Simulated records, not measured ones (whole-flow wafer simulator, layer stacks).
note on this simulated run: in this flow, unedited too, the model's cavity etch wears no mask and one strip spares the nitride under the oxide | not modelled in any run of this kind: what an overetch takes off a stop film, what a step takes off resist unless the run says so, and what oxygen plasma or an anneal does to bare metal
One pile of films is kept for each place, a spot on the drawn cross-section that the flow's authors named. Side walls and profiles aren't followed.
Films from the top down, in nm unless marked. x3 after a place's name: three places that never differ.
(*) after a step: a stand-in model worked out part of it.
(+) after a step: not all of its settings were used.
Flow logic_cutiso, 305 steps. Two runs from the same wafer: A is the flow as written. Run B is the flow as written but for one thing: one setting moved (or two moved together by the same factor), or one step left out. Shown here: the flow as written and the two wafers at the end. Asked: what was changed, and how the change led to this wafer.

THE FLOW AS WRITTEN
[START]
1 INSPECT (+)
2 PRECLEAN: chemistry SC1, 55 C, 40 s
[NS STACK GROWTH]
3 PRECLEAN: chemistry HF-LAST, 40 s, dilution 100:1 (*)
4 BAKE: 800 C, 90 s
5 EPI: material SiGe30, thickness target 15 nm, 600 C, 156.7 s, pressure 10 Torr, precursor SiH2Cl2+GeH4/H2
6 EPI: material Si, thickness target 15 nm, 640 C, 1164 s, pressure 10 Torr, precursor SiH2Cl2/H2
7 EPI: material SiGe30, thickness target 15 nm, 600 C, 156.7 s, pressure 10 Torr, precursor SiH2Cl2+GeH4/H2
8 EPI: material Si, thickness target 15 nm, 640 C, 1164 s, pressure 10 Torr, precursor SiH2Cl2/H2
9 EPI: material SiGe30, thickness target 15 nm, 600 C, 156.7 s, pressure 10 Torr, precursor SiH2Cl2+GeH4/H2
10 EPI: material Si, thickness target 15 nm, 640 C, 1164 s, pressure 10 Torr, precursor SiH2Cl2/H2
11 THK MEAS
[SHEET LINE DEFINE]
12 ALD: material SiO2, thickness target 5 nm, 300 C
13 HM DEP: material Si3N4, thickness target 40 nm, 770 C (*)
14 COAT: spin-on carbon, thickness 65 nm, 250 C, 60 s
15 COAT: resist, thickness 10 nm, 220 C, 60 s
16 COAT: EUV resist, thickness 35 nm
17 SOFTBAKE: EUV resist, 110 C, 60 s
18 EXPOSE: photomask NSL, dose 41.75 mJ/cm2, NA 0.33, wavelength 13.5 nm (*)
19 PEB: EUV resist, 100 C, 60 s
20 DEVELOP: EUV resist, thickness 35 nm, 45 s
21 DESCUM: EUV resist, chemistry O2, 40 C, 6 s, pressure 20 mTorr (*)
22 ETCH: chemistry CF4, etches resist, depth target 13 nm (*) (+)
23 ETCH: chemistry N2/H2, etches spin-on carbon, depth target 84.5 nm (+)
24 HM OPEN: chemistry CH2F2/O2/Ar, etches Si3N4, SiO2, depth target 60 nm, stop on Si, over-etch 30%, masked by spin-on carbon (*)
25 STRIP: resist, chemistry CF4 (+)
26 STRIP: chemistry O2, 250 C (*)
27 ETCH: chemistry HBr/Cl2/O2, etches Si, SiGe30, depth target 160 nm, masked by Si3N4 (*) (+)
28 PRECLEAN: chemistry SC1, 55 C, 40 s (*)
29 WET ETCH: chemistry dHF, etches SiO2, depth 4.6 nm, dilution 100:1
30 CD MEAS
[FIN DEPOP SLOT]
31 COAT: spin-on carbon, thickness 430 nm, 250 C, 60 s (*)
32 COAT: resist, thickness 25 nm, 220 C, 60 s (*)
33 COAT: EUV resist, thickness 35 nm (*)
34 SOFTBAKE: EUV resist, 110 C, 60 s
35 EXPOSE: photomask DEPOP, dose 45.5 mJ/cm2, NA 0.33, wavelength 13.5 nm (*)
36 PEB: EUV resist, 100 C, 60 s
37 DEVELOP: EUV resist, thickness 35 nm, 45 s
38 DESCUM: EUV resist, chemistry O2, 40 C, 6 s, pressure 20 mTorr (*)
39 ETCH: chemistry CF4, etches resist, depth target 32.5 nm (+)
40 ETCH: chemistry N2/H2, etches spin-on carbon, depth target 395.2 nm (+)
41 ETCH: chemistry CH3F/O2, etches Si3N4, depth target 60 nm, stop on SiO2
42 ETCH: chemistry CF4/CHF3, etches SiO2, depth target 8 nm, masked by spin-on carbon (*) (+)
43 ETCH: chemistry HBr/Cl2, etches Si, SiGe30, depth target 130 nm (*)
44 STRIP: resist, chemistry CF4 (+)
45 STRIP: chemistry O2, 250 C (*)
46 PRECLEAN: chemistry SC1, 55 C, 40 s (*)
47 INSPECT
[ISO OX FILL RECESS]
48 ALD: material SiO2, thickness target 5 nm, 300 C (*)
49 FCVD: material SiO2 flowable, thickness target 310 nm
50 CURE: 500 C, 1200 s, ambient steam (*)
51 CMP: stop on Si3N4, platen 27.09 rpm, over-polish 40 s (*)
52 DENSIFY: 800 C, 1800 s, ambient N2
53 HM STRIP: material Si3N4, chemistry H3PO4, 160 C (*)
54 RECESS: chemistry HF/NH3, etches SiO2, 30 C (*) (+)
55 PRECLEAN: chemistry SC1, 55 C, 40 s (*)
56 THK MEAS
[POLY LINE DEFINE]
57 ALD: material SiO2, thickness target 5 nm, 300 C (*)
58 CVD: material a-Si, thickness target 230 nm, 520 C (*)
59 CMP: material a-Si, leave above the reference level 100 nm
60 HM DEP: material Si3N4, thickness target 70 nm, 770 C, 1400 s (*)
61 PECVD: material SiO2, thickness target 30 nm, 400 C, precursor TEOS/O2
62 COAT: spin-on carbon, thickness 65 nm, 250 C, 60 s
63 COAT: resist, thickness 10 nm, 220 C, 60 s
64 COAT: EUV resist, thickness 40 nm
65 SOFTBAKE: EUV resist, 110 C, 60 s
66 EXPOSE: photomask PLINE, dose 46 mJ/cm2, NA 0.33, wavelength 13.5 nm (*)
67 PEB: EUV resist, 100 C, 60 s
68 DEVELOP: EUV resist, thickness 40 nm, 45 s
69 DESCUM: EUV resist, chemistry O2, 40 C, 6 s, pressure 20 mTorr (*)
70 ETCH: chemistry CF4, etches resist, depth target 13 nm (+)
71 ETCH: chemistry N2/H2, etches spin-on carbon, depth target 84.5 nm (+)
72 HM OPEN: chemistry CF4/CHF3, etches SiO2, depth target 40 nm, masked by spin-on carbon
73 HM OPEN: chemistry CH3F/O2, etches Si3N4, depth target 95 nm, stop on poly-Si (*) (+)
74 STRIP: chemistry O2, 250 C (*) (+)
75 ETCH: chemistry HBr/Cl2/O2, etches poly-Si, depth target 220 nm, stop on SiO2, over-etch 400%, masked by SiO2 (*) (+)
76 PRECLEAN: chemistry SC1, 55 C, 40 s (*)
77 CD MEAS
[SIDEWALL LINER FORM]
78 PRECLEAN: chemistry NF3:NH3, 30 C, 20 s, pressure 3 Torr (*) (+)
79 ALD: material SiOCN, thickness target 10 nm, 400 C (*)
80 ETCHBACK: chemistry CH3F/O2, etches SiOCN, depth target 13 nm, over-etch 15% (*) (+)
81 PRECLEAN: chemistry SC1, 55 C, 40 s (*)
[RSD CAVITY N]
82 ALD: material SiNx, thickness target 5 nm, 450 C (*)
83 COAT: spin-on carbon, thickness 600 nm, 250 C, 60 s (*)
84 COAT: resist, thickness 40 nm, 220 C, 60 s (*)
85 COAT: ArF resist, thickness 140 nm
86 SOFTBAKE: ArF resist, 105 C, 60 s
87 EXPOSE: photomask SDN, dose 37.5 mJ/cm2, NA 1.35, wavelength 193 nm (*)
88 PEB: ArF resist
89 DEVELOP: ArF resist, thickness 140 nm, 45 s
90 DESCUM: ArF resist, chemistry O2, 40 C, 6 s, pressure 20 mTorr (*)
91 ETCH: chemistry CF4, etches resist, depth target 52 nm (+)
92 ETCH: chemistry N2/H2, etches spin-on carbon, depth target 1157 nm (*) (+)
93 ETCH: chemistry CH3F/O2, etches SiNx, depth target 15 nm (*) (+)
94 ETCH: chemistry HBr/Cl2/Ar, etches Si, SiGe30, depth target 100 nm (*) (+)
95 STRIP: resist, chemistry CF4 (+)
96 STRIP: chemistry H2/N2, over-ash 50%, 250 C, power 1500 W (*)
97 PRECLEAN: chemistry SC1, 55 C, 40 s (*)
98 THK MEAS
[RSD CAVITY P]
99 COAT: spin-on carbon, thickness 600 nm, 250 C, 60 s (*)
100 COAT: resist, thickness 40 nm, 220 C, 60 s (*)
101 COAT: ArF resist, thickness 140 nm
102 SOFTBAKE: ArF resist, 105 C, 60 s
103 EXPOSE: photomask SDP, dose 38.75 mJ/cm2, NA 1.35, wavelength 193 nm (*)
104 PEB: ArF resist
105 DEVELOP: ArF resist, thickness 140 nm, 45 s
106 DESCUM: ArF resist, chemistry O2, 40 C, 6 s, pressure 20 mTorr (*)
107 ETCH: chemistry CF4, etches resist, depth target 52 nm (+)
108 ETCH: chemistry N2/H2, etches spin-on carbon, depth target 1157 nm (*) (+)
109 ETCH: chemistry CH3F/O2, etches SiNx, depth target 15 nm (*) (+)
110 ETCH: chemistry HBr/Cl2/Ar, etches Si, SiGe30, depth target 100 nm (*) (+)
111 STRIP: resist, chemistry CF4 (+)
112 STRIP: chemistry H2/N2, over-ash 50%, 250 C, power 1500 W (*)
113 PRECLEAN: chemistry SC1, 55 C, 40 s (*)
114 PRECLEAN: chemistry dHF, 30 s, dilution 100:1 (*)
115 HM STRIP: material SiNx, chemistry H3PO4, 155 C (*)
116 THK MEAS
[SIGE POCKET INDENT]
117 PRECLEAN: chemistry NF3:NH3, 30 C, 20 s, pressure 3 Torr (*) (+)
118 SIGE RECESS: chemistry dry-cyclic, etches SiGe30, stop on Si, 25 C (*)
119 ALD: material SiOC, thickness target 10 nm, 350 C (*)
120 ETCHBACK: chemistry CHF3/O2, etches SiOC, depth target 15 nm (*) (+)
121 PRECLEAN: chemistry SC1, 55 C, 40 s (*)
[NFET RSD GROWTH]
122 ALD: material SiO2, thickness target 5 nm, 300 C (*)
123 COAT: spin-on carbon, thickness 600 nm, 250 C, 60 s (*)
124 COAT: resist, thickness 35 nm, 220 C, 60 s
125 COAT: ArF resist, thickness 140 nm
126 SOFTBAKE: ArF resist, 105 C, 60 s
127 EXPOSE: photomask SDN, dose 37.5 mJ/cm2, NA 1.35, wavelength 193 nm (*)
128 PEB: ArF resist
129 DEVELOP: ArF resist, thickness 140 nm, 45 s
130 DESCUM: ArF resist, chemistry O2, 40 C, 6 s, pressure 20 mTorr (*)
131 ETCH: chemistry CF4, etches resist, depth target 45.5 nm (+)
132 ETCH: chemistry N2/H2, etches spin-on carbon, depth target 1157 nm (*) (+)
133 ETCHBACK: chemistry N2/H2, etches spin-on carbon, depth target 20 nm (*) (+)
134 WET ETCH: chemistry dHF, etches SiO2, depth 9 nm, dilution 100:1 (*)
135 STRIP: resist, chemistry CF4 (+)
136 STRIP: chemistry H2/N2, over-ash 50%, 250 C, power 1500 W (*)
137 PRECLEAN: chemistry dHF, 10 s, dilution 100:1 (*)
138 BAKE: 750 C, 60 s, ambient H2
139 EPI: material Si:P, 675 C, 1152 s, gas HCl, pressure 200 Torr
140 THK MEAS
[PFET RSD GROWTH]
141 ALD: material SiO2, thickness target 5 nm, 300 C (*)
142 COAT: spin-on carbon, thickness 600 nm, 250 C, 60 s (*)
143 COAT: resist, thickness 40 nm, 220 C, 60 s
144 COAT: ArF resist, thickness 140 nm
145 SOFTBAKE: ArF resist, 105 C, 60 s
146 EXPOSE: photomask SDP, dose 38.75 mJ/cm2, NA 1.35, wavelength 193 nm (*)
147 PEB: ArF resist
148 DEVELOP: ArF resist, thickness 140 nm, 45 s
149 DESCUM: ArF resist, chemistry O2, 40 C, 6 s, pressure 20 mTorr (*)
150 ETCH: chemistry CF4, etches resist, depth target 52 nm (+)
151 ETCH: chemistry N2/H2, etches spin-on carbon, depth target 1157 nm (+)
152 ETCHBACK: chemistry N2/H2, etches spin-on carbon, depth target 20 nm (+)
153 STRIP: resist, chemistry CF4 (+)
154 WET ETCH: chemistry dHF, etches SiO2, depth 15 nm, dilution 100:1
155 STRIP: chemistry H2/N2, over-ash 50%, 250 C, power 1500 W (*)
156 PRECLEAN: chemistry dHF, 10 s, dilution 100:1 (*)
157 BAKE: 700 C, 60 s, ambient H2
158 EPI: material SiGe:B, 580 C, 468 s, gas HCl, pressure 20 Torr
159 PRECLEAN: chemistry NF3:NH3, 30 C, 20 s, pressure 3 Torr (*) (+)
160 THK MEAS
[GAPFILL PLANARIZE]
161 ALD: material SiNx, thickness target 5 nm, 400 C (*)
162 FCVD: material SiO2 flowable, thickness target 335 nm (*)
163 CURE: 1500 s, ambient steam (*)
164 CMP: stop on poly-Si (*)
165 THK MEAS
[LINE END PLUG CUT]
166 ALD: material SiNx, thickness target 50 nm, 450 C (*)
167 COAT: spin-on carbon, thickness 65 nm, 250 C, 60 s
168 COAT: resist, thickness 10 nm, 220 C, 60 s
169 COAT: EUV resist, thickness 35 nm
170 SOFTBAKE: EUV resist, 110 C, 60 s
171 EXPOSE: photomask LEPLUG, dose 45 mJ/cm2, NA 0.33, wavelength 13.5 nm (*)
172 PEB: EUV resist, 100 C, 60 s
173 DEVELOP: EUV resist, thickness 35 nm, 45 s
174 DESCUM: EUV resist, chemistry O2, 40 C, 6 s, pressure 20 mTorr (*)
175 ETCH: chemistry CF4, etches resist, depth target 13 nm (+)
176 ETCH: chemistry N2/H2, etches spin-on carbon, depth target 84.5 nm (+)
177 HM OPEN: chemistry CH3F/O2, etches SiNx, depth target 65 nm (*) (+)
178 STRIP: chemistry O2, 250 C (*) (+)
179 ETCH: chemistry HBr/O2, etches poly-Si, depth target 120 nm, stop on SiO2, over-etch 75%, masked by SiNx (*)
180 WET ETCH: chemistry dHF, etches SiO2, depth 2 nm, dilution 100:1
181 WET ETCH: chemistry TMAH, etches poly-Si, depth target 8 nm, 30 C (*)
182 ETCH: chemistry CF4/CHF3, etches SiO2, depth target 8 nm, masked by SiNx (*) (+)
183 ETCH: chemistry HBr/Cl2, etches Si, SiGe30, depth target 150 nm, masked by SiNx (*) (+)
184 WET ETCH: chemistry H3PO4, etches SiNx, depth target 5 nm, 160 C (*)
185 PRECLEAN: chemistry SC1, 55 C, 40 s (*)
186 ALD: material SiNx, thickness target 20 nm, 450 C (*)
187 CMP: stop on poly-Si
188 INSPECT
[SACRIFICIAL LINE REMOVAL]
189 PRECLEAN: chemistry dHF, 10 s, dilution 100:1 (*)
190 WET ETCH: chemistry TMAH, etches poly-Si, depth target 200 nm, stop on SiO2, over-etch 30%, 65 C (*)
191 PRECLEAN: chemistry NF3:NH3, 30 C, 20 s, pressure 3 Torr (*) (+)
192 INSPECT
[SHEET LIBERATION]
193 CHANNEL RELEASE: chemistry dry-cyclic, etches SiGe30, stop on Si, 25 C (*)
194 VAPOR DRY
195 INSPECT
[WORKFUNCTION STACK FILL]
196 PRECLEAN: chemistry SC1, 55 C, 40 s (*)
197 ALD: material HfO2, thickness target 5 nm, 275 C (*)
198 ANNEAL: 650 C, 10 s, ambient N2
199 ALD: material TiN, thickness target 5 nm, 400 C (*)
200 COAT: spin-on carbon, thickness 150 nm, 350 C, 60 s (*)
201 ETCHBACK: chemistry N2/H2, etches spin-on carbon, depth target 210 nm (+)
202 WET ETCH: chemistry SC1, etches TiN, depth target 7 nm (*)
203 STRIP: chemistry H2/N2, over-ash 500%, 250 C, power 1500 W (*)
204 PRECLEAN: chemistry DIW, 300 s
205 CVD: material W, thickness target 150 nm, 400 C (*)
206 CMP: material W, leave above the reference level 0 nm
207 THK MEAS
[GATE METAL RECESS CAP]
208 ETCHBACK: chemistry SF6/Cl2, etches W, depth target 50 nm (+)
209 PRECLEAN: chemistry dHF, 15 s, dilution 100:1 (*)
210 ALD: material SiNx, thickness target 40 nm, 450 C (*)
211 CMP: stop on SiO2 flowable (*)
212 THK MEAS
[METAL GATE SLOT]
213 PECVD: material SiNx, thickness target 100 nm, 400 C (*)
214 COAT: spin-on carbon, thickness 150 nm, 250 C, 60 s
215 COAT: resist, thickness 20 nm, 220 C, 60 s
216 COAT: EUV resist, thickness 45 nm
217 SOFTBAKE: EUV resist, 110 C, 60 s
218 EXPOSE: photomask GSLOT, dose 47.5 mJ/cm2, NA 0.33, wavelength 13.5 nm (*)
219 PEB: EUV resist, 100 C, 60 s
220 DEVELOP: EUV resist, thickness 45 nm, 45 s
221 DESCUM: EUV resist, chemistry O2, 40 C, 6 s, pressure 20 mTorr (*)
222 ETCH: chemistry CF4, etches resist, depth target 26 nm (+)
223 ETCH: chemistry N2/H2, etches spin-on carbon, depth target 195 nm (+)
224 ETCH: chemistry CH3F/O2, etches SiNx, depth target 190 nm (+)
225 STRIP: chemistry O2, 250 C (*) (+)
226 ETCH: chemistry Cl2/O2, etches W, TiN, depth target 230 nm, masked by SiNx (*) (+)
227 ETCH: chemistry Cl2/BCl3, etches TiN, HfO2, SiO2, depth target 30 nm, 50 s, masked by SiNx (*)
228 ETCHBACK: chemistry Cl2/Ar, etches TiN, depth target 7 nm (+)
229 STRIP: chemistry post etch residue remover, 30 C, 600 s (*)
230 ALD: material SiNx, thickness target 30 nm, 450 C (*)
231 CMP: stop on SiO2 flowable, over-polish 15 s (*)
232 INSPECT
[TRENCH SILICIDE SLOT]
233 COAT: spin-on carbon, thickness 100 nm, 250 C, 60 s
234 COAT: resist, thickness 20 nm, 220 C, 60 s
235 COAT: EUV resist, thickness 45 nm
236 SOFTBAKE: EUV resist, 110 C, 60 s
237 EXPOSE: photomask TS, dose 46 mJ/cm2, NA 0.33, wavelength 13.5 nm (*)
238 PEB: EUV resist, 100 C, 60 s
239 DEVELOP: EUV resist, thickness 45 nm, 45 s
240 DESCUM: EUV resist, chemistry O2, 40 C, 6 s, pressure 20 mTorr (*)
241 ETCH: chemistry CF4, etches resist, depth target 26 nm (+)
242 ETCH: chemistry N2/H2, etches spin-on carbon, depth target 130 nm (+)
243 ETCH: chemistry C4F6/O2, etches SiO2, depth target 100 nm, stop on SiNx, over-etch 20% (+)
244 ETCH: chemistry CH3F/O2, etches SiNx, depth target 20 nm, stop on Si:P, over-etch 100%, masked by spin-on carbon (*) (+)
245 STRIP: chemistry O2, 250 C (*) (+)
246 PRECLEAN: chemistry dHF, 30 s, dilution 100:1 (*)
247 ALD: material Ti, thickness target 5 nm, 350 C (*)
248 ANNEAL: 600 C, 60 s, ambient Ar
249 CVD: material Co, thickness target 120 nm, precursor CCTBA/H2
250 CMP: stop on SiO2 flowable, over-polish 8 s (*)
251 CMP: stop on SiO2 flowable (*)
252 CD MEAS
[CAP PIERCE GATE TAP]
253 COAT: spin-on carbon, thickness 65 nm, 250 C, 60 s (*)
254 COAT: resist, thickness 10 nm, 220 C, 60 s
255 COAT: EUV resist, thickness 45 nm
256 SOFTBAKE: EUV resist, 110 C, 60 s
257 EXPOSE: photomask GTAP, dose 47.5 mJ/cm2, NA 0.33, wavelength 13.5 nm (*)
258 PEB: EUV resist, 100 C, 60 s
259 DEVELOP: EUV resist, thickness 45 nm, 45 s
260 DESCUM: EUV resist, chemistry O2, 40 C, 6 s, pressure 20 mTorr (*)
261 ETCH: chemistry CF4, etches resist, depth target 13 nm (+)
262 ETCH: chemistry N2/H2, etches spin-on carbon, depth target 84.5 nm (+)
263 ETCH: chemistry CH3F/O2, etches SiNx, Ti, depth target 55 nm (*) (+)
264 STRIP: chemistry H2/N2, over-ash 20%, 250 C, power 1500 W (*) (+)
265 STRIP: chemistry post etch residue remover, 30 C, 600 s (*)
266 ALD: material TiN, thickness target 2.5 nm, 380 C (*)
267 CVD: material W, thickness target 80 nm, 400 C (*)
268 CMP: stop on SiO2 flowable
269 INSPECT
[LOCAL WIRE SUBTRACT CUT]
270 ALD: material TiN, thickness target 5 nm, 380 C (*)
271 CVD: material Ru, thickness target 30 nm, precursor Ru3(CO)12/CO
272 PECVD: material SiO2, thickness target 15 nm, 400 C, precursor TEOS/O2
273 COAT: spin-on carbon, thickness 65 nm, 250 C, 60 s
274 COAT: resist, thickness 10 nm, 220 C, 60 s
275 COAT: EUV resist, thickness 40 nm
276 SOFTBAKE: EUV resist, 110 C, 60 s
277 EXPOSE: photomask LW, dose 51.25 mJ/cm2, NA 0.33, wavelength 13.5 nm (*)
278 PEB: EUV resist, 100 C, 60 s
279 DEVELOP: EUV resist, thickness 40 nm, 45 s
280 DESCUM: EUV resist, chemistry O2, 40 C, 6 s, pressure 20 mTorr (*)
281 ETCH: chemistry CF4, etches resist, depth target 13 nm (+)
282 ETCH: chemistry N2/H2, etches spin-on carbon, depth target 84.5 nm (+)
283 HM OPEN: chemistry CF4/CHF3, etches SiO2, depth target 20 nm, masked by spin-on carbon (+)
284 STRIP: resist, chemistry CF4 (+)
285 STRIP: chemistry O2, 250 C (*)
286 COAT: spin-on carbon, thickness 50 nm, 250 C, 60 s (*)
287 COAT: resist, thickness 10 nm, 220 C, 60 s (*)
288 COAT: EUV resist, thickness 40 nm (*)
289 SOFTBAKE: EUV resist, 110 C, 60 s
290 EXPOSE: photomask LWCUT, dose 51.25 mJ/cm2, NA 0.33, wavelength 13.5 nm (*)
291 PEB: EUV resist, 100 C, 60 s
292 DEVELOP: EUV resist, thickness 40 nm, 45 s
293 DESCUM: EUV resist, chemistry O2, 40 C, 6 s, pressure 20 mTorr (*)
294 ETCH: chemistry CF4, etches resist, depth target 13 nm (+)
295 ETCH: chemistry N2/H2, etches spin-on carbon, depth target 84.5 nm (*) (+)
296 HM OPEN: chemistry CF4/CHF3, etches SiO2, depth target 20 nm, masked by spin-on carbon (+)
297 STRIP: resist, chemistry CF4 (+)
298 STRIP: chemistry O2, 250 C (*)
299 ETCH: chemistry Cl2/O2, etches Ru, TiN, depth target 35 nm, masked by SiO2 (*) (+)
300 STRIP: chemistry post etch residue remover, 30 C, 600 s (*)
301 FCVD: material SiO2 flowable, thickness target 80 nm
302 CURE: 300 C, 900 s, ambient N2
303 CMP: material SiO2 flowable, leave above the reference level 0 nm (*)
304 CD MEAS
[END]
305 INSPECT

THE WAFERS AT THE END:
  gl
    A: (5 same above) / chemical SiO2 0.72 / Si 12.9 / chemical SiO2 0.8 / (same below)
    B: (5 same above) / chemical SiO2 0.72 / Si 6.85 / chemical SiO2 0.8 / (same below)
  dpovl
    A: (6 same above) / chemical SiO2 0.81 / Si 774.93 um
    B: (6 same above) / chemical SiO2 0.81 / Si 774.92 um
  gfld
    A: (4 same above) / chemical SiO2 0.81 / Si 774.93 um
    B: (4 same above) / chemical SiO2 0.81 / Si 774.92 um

The cause: step 10, EPI: 698.6 s was run, where the flow has 1164 s.

How the change led to this, step by step:
  10 EPI: material Si, thickness target 15 nm, 640 C, 1164 s, pressure 10 Torr, precursor SiH2Cl2/H2
      depop, dpovl, gfld and 19 more: A Si +15 (new film) | B Si +9 (new film)
  27 ETCH: chemistry HBr/Cl2/O2, etches Si, SiGe30, depth target 160 nm, masked by Si3N4 (*) (+)
      gfld, gxf, iso, lnri: A chemical SiO2 -0.79 (all of it), Si -11.4 (all of it), SiGe30 -15 (all of it), Si -15 (all of it), SiGe30 -15 (all of it), Si -15 (all of it), SiGe30 -15 (all of it), Si -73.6 | B chemical SiO2 -0.79 (all of it), Si -5.35 (all of it), SiGe30 -15 (all of it), Si -15 (all of it), SiGe30 -15 (all of it), Si -15 (all of it), SiGe30 -15 (all of it), Si -79.6
      dpovl, nsgap: A chemical SiO2 -0.79 (all of it), Si -11.8 (all of it), SiGe30 -15 (all of it), Si -15 (all of it), SiGe30 -15 (all of it), Si -15 (all of it), SiGe30 -15 (all of it), Si -73.2 | B chemical SiO2 -0.79 (all of it), Si -5.75 (all of it), SiGe30 -15 (all of it), Si -15 (all of it), SiGe30 -15 (all of it), Si -15 (all of it), SiGe30 -15 (all of it), Si -79.2
      (and at 1 more place)
  43 ETCH: chemistry HBr/Cl2, etches Si, SiGe30, depth target 130 nm (*)
      depop: A Si -14 (all of it), SiGe30 -15 (all of it), Si -15 (all of it), SiGe30 -15 (all of it), Si -15 (all of it), SiGe30 -15 (all of it), Si -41 | B Si -8.02 (all of it), SiGe30 -15 (all of it), Si -15 (all of it), SiGe30 -15 (all of it), Si -15 (all of it), SiGe30 -15 (all of it), Si -47
  94 ETCH: chemistry HBr/Cl2/Ar, etches Si, SiGe30, depth target 100 nm (*) (+)
      rsdn, rsdx: A chemical SiO2 -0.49 (all of it), Si -12.8 (all of it), SiGe30 -15 (all of it), Si -15 (all of it), SiGe30 -15 (all of it), Si -15 (all of it), SiGe30 -15 (all of it), Si -12.2 | B chemical SiO2 -0.49 (all of it), Si -6.82 (all of it), SiGe30 -15 (all of it), Si -15 (all of it), SiGe30 -15 (all of it), Si -15 (all of it), SiGe30 -15 (all of it), Si -18.2
  110 ETCH: chemistry HBr/Cl2/Ar, etches Si, SiGe30, depth target 100 nm (*) (+)
      rsdp, rsdw: A chemical SiO2 -0.49 (all of it), Si -12.8 (all of it), SiGe30 -15 (all of it), Si -15 (all of it), SiGe30 -15 (all of it), Si -15 (all of it), SiGe30 -15 (all of it), Si -12.2 | B chemical SiO2 -0.49 (all of it), Si -6.82 (all of it), SiGe30 -15 (all of it), Si -15 (all of it), SiGe30 -15 (all of it), Si -15 (all of it), SiGe30 -15 (all of it), Si -18.2
  183 ETCH: chemistry HBr/Cl2, etches Si, SiGe30, depth target 150 nm, masked by SiNx (*) (+)
      plug: A Si -13.6 (all of it), SiGe30 -15 (all of it), Si -15 (all of it), SiGe30 -15 (all of it), Si -15 (all of it), SiGe30 -15 (all of it), Si -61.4 | B Si -7.55 (all of it), SiGe30 -15 (all of it), Si -15 (all of it), SiGe30 -15 (all of it), Si -15 (all of it), SiGe30 -15 (all of it), Si -67.4
